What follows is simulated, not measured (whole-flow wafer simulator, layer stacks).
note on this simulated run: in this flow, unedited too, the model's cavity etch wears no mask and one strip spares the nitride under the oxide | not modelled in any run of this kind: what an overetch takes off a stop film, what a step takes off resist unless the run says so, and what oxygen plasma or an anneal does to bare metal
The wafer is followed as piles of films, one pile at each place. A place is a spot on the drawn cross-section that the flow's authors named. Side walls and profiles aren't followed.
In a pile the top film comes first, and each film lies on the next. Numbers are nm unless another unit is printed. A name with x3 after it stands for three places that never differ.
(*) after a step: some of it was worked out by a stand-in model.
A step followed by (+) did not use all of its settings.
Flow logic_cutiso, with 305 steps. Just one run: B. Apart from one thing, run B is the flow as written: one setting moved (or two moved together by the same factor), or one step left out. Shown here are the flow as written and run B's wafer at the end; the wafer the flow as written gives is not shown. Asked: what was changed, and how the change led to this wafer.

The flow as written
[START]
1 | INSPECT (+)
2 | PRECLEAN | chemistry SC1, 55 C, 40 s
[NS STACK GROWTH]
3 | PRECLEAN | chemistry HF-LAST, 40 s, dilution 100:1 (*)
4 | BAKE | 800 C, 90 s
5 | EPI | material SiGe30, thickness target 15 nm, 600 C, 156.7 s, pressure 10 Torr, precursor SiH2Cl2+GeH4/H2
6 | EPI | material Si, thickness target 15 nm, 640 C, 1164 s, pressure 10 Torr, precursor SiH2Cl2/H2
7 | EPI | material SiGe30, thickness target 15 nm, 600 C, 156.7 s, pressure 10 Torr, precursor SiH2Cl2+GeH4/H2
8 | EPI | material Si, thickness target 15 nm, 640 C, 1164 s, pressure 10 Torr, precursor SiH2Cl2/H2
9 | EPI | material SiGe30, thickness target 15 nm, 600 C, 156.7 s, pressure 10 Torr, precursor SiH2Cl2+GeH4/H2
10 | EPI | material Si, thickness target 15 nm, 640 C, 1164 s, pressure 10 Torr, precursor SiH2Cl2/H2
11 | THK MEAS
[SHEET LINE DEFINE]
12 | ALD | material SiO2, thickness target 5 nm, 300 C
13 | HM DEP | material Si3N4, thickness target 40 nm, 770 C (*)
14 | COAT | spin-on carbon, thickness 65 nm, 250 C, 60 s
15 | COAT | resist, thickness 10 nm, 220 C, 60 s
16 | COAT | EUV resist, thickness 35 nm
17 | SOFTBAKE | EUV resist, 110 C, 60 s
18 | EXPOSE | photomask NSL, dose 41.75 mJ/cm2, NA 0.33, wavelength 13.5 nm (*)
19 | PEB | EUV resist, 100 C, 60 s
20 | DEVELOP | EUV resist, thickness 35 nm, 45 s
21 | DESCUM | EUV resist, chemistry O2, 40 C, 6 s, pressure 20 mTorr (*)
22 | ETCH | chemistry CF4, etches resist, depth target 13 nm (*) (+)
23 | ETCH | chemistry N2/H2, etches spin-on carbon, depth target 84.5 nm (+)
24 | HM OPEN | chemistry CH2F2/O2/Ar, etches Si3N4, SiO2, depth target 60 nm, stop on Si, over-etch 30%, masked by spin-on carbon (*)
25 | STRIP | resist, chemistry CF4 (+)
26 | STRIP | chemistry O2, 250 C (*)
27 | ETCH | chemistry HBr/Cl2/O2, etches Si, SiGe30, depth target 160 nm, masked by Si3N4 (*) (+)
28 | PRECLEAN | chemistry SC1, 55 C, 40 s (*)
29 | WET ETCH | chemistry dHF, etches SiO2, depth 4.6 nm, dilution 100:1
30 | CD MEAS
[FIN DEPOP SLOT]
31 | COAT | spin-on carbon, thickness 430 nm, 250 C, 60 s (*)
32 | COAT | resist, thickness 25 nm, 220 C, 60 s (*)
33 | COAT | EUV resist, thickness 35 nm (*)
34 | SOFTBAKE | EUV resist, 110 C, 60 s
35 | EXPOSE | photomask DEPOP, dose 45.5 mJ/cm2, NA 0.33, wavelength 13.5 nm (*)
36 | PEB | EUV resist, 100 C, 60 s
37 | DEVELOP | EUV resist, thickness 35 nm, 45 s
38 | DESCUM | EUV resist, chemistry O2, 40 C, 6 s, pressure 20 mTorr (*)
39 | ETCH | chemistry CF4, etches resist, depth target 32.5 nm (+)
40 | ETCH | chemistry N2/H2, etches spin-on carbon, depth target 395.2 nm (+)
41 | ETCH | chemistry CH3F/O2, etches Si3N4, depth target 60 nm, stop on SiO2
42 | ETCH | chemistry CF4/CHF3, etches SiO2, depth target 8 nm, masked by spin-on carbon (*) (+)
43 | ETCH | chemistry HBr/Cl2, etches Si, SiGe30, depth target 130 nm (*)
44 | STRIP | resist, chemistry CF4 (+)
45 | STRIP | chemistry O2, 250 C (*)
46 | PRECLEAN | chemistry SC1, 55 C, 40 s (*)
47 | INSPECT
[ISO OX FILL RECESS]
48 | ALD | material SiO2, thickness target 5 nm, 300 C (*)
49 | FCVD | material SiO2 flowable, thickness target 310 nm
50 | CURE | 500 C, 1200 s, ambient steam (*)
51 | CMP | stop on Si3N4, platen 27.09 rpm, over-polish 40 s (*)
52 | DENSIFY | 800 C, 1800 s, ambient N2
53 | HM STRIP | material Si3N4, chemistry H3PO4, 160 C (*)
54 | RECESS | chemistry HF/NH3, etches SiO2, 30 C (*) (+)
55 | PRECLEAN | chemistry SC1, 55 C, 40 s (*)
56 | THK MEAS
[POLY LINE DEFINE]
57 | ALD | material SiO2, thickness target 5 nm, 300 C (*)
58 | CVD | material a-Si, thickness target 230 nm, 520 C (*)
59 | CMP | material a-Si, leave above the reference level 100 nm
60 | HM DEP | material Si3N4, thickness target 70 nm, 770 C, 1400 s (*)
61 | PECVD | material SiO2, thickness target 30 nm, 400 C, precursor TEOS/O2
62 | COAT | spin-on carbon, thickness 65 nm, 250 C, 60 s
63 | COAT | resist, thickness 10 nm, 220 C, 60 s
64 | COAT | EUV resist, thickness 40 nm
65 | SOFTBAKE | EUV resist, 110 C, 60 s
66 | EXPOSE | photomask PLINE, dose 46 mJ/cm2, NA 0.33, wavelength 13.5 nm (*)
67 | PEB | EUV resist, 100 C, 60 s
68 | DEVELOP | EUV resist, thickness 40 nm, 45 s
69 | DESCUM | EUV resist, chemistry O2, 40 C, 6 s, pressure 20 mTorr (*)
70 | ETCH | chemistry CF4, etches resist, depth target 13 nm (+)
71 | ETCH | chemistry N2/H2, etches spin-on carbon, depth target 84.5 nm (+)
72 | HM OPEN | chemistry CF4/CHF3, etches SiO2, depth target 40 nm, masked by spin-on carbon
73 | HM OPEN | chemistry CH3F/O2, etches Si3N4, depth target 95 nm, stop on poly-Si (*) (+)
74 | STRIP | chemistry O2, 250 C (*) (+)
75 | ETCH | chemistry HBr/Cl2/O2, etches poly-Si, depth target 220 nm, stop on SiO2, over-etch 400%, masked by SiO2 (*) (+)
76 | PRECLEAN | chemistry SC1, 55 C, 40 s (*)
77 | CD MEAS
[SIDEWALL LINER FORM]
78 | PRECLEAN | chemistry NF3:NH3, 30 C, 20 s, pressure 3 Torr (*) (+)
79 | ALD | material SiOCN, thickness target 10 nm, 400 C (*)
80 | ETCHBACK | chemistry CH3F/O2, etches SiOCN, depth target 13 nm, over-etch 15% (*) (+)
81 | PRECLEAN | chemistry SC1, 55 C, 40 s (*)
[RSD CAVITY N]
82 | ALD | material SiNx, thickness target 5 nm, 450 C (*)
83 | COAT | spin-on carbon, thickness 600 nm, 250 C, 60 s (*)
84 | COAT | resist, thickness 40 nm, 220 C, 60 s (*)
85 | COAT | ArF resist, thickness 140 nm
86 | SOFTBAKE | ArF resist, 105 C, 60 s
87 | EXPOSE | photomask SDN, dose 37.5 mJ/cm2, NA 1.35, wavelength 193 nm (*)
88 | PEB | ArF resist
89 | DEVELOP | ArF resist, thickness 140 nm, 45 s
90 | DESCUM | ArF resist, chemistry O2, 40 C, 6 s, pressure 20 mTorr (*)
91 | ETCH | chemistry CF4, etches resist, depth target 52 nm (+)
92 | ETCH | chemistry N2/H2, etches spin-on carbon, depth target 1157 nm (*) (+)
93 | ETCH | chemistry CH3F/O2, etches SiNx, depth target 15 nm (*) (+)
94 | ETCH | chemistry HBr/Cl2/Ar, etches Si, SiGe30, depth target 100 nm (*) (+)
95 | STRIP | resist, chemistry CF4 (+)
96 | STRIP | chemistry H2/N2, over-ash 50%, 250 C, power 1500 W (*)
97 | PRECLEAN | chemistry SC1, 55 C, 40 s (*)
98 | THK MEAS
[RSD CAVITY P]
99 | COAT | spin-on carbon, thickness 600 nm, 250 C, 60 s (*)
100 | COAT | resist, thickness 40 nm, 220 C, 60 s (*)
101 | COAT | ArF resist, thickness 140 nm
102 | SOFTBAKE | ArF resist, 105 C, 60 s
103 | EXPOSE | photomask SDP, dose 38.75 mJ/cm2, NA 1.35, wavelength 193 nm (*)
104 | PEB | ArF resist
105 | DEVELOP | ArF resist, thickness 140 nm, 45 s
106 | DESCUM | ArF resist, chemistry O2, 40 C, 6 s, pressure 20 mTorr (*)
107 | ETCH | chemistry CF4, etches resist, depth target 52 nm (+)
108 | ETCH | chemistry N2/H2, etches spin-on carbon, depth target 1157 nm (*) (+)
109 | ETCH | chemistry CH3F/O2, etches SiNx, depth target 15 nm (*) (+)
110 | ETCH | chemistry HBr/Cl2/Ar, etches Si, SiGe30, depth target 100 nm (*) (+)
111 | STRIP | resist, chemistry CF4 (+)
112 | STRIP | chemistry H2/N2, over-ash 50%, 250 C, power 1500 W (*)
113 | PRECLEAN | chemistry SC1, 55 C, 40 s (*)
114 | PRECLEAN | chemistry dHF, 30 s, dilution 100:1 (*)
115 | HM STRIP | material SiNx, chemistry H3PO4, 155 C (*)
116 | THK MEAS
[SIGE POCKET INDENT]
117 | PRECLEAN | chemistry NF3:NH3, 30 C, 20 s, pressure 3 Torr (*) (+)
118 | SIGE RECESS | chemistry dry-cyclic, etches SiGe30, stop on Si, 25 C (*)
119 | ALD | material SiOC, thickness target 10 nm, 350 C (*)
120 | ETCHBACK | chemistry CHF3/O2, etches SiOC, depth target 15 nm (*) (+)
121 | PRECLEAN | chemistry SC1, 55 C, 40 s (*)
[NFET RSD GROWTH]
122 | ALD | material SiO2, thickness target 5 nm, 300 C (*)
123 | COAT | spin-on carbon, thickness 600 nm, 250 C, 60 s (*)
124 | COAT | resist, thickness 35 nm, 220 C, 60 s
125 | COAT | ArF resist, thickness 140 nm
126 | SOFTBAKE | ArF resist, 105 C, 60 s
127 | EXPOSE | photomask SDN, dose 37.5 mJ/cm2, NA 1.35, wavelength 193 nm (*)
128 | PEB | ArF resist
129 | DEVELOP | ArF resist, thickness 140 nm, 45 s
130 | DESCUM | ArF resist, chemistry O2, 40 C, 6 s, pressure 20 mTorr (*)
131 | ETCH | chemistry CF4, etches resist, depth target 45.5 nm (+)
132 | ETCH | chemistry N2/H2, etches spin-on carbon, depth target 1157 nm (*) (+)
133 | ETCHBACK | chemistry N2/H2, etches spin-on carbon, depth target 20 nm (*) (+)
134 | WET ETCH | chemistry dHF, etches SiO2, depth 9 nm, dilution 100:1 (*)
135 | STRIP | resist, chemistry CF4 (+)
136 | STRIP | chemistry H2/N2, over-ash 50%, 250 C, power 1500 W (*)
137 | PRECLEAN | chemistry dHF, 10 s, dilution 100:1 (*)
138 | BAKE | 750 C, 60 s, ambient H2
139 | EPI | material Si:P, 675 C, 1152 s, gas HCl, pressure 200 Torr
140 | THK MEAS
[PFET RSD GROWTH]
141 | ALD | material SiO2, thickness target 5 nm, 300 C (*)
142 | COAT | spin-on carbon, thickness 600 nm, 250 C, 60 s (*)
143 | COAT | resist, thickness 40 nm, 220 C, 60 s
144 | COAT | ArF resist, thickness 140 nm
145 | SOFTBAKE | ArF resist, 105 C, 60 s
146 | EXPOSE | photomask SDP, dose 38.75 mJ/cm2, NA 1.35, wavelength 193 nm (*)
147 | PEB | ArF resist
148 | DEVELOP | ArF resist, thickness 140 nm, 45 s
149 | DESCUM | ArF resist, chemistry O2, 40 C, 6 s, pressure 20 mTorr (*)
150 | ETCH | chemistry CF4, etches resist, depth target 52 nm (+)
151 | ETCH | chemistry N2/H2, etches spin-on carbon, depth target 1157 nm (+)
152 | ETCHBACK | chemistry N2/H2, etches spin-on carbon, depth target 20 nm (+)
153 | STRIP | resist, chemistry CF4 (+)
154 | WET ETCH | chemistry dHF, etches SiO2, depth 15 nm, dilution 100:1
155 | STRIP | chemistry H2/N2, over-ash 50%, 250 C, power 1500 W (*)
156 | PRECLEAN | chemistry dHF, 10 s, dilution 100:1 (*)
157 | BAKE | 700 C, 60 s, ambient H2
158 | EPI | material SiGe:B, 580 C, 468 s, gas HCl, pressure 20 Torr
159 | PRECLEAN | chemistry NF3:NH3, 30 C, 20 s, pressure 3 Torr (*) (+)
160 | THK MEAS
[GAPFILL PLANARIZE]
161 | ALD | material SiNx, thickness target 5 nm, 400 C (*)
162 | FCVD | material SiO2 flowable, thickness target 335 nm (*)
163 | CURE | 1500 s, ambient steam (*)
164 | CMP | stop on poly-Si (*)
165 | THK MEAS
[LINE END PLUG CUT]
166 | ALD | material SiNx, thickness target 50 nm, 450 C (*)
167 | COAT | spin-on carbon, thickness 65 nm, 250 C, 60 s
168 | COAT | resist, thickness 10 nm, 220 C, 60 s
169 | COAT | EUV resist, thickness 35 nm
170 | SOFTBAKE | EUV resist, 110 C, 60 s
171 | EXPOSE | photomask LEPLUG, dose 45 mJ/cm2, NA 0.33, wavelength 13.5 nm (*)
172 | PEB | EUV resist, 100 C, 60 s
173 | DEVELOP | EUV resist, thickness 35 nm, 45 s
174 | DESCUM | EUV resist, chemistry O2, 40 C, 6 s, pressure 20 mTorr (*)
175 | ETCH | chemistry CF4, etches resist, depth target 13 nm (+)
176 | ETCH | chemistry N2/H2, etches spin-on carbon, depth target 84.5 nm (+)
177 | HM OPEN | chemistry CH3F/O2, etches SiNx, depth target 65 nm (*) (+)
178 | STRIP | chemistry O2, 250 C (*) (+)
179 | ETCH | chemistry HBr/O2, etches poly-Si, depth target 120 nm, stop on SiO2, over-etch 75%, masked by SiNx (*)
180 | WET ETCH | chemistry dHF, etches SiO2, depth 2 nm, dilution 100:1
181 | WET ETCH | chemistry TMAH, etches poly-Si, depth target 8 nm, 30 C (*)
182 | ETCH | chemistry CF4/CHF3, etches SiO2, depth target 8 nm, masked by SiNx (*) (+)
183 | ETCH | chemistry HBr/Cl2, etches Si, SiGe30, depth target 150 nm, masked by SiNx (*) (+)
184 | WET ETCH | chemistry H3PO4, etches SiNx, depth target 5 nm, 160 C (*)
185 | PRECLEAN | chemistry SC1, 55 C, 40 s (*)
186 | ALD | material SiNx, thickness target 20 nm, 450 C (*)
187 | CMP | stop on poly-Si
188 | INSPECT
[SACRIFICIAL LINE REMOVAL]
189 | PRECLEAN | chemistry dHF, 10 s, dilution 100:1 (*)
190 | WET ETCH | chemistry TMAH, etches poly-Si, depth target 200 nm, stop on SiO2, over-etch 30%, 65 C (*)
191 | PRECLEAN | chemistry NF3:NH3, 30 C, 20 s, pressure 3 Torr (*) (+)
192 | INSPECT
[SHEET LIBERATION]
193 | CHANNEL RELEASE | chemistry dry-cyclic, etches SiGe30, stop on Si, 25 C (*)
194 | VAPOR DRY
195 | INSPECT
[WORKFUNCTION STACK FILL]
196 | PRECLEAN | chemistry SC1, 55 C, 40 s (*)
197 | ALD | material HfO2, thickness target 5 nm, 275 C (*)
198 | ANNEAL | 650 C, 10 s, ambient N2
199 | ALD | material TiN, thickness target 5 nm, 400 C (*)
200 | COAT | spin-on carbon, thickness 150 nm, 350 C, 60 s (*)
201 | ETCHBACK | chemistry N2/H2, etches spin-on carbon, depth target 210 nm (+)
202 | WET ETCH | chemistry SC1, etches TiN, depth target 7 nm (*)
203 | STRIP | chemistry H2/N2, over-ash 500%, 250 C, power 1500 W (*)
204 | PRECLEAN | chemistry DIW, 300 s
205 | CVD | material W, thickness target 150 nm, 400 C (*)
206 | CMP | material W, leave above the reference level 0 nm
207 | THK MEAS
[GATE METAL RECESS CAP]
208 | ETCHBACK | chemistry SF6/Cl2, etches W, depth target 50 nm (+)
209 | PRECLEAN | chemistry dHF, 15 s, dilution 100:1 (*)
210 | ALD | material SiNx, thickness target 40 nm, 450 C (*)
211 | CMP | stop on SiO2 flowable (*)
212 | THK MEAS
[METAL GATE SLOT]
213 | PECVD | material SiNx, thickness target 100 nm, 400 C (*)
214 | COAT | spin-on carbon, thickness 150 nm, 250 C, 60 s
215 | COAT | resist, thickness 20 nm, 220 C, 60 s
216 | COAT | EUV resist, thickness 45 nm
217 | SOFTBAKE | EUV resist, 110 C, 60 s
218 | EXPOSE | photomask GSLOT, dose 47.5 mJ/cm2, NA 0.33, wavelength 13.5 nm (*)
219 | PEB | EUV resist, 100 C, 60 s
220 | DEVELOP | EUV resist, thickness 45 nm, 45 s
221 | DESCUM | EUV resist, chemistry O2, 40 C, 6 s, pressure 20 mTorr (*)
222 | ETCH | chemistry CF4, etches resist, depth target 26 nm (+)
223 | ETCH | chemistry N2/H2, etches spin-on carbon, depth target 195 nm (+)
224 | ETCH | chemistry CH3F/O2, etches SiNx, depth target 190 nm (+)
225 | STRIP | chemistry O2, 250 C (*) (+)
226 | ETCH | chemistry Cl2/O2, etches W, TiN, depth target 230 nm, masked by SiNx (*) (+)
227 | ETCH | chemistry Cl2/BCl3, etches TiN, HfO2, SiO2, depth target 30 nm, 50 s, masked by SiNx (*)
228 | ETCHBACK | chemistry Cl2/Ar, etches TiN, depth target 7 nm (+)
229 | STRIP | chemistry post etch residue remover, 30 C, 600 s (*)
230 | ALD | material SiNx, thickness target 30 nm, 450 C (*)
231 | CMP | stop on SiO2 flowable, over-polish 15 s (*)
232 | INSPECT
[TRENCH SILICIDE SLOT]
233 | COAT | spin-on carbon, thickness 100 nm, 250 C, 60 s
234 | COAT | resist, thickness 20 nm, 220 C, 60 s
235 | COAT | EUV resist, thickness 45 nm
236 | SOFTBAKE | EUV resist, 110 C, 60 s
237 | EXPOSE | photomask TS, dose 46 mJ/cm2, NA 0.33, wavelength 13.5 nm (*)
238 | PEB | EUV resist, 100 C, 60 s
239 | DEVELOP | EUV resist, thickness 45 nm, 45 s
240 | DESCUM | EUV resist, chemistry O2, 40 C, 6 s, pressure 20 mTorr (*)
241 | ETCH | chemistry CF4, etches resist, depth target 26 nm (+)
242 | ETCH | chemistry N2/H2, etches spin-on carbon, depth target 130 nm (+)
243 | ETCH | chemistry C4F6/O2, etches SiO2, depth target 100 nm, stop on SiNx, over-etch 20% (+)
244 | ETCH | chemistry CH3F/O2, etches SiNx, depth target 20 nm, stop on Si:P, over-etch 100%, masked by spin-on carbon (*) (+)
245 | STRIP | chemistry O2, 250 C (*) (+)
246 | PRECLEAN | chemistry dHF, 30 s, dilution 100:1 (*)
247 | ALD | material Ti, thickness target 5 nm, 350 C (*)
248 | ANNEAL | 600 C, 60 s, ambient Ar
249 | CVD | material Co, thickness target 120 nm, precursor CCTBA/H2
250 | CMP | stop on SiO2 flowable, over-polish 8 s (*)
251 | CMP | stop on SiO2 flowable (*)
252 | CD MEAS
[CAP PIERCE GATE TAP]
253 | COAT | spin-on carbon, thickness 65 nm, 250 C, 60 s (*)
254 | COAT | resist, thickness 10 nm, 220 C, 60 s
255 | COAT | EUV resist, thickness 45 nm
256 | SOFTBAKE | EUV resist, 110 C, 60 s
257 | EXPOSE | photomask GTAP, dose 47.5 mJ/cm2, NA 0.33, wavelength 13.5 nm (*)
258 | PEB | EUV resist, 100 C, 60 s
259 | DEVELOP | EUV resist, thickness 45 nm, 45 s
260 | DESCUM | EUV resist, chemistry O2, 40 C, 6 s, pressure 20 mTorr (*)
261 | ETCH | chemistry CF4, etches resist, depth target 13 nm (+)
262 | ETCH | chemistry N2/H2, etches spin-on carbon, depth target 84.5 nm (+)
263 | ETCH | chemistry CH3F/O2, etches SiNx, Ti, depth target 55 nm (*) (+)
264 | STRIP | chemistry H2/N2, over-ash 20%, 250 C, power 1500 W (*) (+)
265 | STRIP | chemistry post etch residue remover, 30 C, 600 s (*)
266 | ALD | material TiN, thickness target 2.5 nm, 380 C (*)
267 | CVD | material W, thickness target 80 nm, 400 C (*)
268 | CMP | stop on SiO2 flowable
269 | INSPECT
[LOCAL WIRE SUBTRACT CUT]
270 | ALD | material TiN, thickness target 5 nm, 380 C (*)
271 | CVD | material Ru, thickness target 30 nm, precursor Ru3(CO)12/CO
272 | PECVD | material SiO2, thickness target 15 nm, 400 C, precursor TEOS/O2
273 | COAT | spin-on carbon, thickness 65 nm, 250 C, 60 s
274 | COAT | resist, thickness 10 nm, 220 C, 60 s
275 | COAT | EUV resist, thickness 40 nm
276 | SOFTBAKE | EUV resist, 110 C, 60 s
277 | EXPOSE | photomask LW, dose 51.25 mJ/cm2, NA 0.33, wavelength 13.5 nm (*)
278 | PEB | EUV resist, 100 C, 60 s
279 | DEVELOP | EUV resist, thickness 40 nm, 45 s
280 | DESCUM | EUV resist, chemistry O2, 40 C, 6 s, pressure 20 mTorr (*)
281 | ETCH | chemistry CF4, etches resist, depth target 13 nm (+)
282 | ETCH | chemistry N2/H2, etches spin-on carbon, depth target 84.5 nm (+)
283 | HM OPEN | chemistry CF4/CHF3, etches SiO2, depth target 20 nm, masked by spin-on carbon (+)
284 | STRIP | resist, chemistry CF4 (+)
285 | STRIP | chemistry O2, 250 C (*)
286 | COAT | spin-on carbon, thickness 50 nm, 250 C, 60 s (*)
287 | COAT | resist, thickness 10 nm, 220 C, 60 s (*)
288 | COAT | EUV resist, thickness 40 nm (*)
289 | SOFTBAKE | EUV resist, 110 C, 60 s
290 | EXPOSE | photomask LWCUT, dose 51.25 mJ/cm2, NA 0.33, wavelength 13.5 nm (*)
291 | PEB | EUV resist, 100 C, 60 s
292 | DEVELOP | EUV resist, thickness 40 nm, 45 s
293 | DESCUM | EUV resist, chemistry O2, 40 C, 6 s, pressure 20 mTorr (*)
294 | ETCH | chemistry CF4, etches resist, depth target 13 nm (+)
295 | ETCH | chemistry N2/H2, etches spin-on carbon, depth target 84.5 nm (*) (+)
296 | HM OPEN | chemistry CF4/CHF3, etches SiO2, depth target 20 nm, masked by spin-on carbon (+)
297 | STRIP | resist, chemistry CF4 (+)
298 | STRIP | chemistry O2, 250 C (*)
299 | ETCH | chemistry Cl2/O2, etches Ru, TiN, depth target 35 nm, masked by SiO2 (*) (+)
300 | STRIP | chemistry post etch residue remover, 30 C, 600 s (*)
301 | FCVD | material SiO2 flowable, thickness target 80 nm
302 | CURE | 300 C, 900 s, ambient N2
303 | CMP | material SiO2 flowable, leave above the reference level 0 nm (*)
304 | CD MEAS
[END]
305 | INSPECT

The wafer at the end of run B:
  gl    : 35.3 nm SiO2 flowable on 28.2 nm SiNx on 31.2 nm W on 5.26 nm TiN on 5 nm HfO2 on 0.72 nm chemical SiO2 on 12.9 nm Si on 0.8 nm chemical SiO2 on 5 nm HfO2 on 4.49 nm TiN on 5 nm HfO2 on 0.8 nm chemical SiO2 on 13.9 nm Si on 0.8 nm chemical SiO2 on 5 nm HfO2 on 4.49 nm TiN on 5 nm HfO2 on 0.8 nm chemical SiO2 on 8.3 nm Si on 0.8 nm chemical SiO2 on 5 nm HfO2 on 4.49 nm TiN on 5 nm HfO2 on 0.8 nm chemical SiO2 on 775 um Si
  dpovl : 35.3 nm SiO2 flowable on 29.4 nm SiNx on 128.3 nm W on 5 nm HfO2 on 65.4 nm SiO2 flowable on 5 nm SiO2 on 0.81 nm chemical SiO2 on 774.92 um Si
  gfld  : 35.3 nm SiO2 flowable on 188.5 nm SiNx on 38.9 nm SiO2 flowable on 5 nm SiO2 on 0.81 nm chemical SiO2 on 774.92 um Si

What caused this: step 6, EPI: 727.8 s was run, whereas the flow has 1164 s.

The path from the change to this, step by step:
  6 | EPI | material Si, thickness target 15 nm, 640 C, 1164 s, pressure 10 Torr, precursor SiH2Cl2/H2
      depop, dpovl, gfld and 19 more: +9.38 Si (new film) (as written it would have been: +15 Si (new film))
  27 | ETCH | chemistry HBr/Cl2/O2, etches Si, SiGe30, depth target 160 nm, masked by Si3N4 (*) (+)
      gfld, gxf, iso, lnri: -0.79 chemical SiO2 (all of it), -11.4 Si (all of it), -15 SiGe30 (all of it), -15 Si (all of it), -15 SiGe30 (all of it), -9.38 Si (all of it), -15 SiGe30 (all of it), -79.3 Si (as written it would have been: -0.79 chemical SiO2 (all of it), -11.4 Si (all of it), -15 SiGe30 (all of it), -15 Si (all of it), -15 SiGe30 (all of it), -15 Si (all of it), -15 SiGe30 (all of it), -73.6 Si)
      dpovl, nsgap: -0.79 chemical SiO2 (all of it), -11.8 Si (all of it), -15 SiGe30 (all of it), -15 Si (all of it), -15 SiGe30 (all of it), -9.38 Si (all of it), -15 SiGe30 (all of it), -78.9 Si (as written it would have been: -0.79 chemical SiO2 (all of it), -11.8 Si (all of it), -15 SiGe30 (all of it), -15 Si (all of it), -15 SiGe30 (all of it), -15 Si (all of it), -15 SiGe30 (all of it), -73.2 Si)
      (and at 1 other place as well)
  43 | ETCH | chemistry HBr/Cl2, etches Si, SiGe30, depth target 130 nm (*)
      depop: -14 Si (all of it), -15 SiGe30 (all of it), -15 Si (all of it), -15 SiGe30 (all of it), -9.38 Si (all of it), -15 SiGe30 (all of it), -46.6 Si (as written it would have been: -14 Si (all of it), -15 SiGe30 (all of it), -15 Si (all of it), -15 SiGe30 (all of it), -15 Si (all of it), -15 SiGe30 (all of it), -41 Si)
  94 | ETCH | chemistry HBr/Cl2/Ar, etches Si, SiGe30, depth target 100 nm (*) (+)
      rsdn, rsdx: -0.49 chemical SiO2 (all of it), -12.8 Si (all of it), -15 SiGe30 (all of it), -15 Si (all of it), -15 SiGe30 (all of it), -9.38 Si (all of it), -15 SiGe30 (all of it), -17.8 Si (as written it would have been: -0.49 chemical SiO2 (all of it), -12.8 Si (all of it), -15 SiGe30 (all of it), -15 Si (all of it), -15 SiGe30 (all of it), -15 Si (all of it), -15 SiGe30 (all of it), -12.2 Si)
  110 | ETCH | chemistry HBr/Cl2/Ar, etches Si, SiGe30, depth target 100 nm (*) (+)
      rsdp, rsdw: -0.49 chemical SiO2 (all of it), -12.8 Si (all of it), -15 SiGe30 (all of it), -15 Si (all of it), -15 SiGe30 (all of it), -9.38 Si (all of it), -15 SiGe30 (all of it), -17.8 Si (as written it would have been: -0.49 chemical SiO2 (all of it), -12.8 Si (all of it), -15 SiGe30 (all of it), -15 Si (all of it), -15 SiGe30 (all of it), -15 Si (all of it), -15 SiGe30 (all of it), -12.2 Si)
  183 | ETCH | chemistry HBr/Cl2, etches Si, SiGe30, depth target 150 nm, masked by SiNx (*) (+)
      plug: -13.6 Si (all of it), -15 SiGe30 (all of it), -15 Si (all of it), -15 SiGe30 (all of it), -9.38 Si (all of it), -15 SiGe30 (all of it), -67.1 Si (as written it would have been: -13.6 Si (all of it), -15 SiGe30 (all of it), -15 Si (all of it), -15 SiGe30 (all of it), -15 Si (all of it), -15 SiGe30 (all of it), -61.4 Si)
